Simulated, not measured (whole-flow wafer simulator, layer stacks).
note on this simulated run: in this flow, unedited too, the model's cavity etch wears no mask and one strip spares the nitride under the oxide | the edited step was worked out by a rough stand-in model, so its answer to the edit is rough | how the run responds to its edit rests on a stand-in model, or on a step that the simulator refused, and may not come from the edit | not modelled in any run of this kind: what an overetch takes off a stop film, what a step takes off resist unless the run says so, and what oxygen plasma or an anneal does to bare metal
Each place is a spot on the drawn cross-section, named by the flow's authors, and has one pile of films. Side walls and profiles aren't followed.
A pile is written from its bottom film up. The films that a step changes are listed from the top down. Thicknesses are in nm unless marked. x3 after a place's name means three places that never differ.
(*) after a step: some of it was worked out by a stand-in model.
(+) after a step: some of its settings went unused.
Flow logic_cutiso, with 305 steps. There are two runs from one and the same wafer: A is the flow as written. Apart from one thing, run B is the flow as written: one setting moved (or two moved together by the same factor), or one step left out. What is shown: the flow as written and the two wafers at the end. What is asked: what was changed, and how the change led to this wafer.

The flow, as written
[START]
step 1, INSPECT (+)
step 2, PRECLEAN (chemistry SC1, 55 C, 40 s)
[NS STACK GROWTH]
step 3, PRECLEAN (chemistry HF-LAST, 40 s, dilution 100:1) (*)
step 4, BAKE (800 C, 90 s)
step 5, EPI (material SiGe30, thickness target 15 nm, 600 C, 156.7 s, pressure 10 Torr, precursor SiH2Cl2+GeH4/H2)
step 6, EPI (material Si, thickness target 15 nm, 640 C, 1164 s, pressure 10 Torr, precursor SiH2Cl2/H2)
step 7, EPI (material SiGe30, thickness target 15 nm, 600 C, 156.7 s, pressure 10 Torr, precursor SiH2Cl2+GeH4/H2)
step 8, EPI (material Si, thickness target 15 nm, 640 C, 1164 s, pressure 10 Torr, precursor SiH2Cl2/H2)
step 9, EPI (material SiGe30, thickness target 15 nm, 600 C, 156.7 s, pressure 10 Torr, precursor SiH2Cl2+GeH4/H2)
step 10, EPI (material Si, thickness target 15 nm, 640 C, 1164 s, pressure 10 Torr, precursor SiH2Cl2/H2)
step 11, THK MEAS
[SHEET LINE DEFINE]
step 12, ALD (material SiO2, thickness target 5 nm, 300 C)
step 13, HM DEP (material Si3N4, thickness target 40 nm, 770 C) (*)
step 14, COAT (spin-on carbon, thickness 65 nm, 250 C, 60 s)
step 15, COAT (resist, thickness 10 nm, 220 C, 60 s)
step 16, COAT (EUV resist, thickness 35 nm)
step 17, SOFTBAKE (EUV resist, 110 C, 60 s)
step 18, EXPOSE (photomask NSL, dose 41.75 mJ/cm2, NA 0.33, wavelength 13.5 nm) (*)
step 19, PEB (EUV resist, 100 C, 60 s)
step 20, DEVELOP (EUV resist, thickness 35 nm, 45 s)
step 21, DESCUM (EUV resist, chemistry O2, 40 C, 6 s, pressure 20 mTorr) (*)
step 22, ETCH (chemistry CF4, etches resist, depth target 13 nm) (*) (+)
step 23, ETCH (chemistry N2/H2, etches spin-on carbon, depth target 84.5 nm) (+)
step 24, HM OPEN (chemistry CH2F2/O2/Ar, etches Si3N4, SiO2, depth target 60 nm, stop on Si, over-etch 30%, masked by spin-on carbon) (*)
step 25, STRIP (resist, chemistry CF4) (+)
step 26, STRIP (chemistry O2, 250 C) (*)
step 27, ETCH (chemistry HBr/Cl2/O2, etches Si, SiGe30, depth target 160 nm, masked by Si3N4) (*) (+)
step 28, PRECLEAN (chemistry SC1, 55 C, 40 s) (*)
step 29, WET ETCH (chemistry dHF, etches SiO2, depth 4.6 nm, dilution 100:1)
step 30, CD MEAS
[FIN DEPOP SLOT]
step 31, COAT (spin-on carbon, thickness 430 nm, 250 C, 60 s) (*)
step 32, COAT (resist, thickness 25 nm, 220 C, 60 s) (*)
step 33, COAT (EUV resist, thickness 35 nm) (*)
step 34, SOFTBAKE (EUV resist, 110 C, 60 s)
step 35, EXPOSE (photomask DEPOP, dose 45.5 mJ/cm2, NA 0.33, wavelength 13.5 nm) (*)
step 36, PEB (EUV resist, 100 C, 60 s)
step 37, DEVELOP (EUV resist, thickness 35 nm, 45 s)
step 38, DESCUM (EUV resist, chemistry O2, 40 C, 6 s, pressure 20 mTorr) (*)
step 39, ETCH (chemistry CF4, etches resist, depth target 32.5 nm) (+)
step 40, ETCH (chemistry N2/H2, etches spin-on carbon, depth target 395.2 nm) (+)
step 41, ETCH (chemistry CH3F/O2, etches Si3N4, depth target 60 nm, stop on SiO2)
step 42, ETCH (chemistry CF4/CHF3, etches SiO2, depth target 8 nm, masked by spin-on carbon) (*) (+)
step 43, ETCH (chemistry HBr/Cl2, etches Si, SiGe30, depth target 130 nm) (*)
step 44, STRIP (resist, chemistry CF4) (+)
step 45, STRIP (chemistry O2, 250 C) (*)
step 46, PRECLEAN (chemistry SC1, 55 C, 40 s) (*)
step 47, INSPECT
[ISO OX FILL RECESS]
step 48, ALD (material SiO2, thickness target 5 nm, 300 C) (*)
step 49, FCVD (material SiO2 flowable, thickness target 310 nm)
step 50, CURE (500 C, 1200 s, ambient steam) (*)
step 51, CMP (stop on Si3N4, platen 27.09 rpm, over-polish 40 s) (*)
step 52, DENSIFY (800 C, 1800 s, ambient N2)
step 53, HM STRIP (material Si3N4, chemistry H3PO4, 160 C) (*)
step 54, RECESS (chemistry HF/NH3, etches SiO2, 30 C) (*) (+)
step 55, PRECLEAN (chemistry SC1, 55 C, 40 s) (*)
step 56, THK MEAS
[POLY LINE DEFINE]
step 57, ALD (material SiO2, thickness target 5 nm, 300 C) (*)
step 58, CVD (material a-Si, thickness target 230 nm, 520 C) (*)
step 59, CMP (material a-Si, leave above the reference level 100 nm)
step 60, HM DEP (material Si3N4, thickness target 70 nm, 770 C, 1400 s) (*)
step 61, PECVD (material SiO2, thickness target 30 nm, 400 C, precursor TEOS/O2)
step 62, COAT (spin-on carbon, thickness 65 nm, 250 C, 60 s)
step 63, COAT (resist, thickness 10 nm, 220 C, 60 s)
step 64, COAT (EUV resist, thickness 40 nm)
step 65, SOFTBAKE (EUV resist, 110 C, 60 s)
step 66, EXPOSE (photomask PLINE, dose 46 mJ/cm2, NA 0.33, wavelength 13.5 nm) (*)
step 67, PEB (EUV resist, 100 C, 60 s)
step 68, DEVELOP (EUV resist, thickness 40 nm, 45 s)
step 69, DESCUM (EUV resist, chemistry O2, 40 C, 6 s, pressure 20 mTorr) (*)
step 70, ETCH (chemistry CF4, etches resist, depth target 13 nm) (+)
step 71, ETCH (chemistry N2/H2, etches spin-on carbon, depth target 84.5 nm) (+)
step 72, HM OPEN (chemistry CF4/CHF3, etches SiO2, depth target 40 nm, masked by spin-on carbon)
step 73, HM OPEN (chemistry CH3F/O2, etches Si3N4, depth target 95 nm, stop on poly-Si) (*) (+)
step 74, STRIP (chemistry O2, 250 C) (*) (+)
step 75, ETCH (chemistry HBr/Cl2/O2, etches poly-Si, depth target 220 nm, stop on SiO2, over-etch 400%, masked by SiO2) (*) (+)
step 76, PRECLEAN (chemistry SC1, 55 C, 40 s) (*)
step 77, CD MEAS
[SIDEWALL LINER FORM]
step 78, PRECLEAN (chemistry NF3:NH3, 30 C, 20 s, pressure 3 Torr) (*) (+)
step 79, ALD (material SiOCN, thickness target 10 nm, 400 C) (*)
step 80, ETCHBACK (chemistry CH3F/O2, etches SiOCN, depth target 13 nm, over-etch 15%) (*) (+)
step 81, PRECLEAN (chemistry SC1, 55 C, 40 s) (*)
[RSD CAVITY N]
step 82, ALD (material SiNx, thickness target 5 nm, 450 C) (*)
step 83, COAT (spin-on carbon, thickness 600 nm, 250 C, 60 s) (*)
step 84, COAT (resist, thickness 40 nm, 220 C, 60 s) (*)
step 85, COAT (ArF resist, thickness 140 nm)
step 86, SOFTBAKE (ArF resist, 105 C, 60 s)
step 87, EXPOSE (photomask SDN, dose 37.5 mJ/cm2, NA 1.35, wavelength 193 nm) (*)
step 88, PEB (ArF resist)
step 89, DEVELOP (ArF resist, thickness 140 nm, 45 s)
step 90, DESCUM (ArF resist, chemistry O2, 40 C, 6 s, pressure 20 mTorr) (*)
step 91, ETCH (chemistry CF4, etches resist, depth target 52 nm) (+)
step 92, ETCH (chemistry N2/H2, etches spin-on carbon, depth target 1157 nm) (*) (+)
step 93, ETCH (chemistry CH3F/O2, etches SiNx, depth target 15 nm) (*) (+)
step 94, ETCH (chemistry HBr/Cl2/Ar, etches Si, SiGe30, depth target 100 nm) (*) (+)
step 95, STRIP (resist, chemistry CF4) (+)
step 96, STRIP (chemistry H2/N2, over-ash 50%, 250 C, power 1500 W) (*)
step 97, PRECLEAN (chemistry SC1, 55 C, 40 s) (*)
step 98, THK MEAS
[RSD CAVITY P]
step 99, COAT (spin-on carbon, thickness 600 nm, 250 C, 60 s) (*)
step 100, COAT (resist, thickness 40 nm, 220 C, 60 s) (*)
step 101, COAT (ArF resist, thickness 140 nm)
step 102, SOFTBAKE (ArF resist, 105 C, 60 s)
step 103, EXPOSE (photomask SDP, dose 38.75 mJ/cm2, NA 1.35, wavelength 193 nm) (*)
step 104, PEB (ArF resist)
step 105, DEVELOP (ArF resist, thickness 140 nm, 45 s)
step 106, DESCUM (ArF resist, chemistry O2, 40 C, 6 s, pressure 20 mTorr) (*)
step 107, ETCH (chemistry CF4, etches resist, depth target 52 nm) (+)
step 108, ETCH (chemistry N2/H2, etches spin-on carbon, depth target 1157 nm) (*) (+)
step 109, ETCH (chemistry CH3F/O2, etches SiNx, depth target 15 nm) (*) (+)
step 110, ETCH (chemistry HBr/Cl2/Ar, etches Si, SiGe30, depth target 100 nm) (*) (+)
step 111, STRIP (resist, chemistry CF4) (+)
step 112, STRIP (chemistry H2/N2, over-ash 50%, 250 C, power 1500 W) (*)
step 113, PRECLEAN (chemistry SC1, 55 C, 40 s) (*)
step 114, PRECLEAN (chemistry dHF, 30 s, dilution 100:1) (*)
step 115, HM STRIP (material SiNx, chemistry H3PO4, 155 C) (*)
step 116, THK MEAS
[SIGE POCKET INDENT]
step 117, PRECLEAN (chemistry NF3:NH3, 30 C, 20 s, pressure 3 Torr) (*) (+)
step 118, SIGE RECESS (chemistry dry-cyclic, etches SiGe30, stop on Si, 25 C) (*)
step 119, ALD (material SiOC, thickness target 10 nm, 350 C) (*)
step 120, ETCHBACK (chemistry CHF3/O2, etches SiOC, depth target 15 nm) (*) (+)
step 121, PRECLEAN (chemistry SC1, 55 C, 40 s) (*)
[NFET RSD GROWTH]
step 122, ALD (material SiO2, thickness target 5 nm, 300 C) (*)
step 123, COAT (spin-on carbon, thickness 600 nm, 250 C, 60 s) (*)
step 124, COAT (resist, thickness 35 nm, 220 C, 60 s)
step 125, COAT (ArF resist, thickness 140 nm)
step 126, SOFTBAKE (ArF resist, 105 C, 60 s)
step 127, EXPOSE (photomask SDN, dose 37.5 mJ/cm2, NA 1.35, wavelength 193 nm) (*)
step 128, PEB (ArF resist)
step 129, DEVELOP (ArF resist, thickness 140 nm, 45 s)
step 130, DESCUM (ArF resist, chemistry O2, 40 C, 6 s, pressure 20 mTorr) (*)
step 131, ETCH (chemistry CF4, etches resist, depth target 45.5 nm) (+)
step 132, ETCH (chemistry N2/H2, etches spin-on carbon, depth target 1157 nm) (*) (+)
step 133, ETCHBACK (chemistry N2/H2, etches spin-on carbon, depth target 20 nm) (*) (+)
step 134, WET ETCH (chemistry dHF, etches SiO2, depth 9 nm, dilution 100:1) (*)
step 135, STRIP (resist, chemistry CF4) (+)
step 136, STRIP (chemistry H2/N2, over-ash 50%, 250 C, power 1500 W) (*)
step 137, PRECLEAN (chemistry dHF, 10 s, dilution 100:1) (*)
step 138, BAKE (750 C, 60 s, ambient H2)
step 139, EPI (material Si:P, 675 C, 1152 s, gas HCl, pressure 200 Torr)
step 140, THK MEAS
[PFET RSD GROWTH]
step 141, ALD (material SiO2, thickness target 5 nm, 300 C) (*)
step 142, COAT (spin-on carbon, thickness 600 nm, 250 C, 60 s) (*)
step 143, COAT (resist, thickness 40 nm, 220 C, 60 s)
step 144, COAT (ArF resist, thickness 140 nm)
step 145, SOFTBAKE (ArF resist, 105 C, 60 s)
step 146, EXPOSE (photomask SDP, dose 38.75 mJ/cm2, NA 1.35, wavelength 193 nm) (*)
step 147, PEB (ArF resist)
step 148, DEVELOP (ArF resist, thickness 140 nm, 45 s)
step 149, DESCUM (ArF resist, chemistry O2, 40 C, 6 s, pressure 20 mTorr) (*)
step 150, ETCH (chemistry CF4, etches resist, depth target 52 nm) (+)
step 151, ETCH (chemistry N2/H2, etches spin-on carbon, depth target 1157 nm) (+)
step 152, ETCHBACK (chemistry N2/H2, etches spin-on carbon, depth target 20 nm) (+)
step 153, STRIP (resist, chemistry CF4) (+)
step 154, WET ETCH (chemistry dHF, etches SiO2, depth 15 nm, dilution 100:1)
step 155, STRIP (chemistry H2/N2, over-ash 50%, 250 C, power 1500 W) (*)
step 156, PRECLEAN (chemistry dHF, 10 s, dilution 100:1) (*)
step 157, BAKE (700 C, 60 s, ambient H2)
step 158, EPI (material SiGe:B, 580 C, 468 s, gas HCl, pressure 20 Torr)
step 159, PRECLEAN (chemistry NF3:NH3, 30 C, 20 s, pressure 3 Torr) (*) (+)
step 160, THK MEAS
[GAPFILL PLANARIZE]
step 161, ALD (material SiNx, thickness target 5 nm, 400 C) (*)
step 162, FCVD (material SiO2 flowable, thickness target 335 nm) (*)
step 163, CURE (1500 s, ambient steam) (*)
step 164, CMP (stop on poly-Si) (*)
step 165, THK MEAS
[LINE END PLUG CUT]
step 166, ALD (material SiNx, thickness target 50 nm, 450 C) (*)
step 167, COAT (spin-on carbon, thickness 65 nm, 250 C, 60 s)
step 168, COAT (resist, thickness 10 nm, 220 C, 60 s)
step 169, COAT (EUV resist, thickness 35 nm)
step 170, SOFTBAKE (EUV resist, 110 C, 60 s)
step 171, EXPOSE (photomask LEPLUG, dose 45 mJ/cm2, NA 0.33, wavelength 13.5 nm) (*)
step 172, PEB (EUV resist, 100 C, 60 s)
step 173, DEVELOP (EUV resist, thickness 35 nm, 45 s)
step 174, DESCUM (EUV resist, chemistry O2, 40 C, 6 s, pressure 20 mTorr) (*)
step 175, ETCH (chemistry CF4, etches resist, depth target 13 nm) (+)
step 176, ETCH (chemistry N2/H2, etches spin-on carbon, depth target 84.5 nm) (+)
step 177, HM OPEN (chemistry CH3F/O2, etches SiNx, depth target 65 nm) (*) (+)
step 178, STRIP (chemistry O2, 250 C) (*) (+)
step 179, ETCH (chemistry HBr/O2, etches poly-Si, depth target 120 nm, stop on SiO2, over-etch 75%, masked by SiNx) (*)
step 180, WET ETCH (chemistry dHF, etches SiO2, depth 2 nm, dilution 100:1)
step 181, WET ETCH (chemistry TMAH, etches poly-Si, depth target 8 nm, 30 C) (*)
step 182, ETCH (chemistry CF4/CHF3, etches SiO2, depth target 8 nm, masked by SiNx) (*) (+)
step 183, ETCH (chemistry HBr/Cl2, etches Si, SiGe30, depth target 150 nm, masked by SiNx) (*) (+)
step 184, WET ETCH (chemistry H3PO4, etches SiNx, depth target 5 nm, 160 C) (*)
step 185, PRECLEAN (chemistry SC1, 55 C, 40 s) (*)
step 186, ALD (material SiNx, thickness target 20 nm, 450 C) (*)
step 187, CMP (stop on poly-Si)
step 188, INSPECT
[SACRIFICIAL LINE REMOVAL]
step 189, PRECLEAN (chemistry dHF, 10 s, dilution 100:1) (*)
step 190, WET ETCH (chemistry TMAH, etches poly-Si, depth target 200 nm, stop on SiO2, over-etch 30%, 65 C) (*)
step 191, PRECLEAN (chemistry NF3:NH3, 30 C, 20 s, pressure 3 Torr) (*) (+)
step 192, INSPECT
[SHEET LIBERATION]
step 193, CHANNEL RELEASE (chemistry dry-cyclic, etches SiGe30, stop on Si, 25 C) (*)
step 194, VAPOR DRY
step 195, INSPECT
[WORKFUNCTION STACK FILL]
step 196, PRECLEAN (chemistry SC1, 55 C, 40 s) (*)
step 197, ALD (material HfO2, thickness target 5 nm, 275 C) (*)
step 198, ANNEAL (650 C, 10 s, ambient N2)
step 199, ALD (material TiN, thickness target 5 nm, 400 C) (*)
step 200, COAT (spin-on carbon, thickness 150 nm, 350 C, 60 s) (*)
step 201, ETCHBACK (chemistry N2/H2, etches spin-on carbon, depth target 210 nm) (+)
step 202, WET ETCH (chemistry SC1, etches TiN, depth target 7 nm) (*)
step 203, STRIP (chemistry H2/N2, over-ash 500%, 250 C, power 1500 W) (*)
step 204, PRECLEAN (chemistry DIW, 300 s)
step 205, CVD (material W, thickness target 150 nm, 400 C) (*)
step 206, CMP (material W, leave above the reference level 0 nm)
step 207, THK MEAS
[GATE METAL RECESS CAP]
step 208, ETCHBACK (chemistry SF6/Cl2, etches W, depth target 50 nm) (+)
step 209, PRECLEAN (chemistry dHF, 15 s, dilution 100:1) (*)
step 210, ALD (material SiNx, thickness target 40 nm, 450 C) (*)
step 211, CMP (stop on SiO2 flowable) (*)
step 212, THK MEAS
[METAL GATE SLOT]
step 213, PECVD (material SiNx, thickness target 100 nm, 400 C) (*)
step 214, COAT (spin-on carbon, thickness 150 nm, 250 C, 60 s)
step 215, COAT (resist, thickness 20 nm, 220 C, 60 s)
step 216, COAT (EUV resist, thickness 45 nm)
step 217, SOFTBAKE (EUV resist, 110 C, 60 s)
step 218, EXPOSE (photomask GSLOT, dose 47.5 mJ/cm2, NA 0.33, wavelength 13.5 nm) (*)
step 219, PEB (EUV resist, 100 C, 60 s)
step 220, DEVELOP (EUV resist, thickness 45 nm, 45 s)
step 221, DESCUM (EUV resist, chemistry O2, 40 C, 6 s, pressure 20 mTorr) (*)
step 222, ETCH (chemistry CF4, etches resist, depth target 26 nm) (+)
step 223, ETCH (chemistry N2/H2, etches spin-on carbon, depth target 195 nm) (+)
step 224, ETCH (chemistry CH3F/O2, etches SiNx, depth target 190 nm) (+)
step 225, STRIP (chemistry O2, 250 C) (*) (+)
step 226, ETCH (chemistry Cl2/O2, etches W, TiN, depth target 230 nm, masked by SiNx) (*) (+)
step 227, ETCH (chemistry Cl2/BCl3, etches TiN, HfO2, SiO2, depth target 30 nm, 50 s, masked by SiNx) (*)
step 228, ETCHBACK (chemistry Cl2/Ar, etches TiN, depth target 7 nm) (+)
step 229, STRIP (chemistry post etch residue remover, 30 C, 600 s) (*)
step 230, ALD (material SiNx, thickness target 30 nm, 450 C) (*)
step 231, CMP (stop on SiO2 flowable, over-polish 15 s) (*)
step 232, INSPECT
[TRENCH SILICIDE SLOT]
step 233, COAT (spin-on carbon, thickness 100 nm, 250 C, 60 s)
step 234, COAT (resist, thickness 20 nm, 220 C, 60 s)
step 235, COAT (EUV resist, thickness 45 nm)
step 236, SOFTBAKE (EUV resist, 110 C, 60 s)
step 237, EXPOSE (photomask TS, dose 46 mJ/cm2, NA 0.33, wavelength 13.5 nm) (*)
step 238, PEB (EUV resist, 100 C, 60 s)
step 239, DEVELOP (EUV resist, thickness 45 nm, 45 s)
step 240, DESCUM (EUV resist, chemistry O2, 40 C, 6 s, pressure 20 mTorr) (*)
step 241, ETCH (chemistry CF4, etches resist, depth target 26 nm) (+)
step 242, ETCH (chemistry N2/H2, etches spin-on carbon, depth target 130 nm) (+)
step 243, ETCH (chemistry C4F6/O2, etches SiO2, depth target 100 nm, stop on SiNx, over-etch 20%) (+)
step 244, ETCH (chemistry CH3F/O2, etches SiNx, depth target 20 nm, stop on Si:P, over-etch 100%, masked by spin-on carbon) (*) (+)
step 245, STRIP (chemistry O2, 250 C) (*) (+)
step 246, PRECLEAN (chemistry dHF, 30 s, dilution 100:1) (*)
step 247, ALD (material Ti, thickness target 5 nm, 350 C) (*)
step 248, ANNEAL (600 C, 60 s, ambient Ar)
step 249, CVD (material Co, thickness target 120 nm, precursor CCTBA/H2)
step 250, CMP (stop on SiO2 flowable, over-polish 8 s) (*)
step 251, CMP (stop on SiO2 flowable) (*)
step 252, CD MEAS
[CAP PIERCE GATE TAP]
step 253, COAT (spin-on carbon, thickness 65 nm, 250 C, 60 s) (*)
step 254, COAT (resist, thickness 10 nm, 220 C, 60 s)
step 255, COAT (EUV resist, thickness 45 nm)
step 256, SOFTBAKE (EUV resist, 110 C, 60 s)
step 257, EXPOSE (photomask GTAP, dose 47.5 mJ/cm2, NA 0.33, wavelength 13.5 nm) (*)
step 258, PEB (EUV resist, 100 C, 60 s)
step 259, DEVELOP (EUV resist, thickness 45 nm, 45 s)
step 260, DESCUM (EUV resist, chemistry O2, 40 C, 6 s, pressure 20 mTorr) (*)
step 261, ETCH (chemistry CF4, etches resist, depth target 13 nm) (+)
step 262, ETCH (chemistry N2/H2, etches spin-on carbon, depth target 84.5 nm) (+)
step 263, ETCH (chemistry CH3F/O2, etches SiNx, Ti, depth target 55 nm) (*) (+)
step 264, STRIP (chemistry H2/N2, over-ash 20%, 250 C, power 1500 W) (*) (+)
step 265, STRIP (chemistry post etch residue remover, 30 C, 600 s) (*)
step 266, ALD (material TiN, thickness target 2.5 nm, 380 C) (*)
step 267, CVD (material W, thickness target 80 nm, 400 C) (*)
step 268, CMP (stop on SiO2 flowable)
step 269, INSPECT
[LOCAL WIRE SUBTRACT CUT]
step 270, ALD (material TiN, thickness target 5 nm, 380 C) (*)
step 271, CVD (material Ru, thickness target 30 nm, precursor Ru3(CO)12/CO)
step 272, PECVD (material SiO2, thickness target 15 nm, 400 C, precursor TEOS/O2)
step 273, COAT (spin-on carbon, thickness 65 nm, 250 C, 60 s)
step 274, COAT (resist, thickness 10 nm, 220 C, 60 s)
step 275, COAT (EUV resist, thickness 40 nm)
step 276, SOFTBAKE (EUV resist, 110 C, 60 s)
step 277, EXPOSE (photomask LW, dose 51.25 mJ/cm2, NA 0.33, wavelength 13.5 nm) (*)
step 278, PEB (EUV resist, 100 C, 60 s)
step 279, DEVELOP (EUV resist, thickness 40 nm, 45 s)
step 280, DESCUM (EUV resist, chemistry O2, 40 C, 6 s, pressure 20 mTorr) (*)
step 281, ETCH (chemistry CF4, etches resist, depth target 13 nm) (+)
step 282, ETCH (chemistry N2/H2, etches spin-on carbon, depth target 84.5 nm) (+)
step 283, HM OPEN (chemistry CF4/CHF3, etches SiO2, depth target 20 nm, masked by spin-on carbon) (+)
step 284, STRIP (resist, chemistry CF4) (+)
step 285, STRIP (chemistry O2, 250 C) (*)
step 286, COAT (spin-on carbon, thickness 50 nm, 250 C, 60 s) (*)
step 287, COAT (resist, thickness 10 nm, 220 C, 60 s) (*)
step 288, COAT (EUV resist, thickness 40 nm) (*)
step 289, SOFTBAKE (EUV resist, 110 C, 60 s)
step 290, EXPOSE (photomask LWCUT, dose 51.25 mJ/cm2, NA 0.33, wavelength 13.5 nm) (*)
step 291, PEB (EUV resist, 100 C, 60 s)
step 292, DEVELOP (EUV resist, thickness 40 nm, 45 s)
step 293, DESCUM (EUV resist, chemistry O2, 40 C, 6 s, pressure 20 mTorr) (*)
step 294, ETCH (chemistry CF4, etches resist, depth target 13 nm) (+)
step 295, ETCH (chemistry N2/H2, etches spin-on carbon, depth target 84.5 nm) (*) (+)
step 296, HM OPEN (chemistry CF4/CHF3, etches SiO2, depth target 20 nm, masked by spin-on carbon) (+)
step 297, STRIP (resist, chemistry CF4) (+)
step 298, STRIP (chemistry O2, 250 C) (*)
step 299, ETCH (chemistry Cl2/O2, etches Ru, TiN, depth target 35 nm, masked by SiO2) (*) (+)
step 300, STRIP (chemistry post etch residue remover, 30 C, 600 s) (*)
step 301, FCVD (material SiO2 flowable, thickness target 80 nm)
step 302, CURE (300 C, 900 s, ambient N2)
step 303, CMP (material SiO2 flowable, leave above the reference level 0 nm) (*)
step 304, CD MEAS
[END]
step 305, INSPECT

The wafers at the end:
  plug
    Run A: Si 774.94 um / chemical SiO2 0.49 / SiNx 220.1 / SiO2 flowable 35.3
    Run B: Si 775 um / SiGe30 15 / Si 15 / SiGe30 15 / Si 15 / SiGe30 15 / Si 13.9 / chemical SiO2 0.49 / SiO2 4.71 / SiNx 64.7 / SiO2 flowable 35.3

Cause: step 179, ETCH: depth target 48 nm was run, though the flow has depth target 120 nm.

The path from the change to this, step by step:
  step 179, ETCH (chemistry HBr/O2, etches poly-Si, depth target 120 nm, stop on SiO2, over-etch 75%, masked by SiNx) (*)
      plug: A chemical SiO2 loses 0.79 (all of it), poly-Si loses 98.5 (all of it), SiO2 loses 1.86 | B chemical SiO2 loses 0.79 (all of it), poly-Si loses 84
      depop, dpovl, gfld and 18 more: A SiNx loses 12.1 | B SiNx loses 8.58
  step 180, WET ETCH (chemistry dHF, etches SiO2, depth 2 nm, dilution 100:1)
      plug: A SiO2 loses 2 | B nothing
  step 181, WET ETCH (chemistry TMAH, etches poly-Si, depth target 8 nm, 30 C) (*)
      plug: A nothing | B poly-Si loses 8
  step 182, ETCH (chemistry CF4/CHF3, etches SiO2, depth target 8 nm, masked by SiNx) (*) (+)
      depop, dpovl, gfld and 18 more: A SiNx loses 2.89 | B nothing
      plug: A SiO2 loses 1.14 (all of it), chemical SiO2 loses 0.49 (all of it), Si loses 0.33 | B nothing
  step 183, ETCH (chemistry HBr/Cl2, etches Si, SiGe30, depth target 150 nm, masked by SiNx) (*) (+)
      plug: A Si loses 13.6 (all of it), SiGe30 loses 15 (all of it), Si loses 15 (all of it), SiGe30 loses 15 (all of it), Si loses 15 (all of it), SiGe30 loses 15 (all of it), Si loses 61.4 | B poly-Si loses 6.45 (all of it), SiO2 loses 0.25
      depop, dpovl, gfld and 18 more: A SiNx loses 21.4 | B SiNx loses 1.38
  step 186, ALD (material SiNx, thickness target 20 nm, 450 C) (*)
      plug: A SiNx gains 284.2 (new film) | B SiNx gains 155.3 (new film)
  step 187, CMP (stop on poly-Si)
      depop, dpovl, gfld and 18 more: A SiNx loses 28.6 (all of it) | B SiNx loses 55 (all of it)
      plug: A SiNx loses 28.6 | B SiNx loses 55
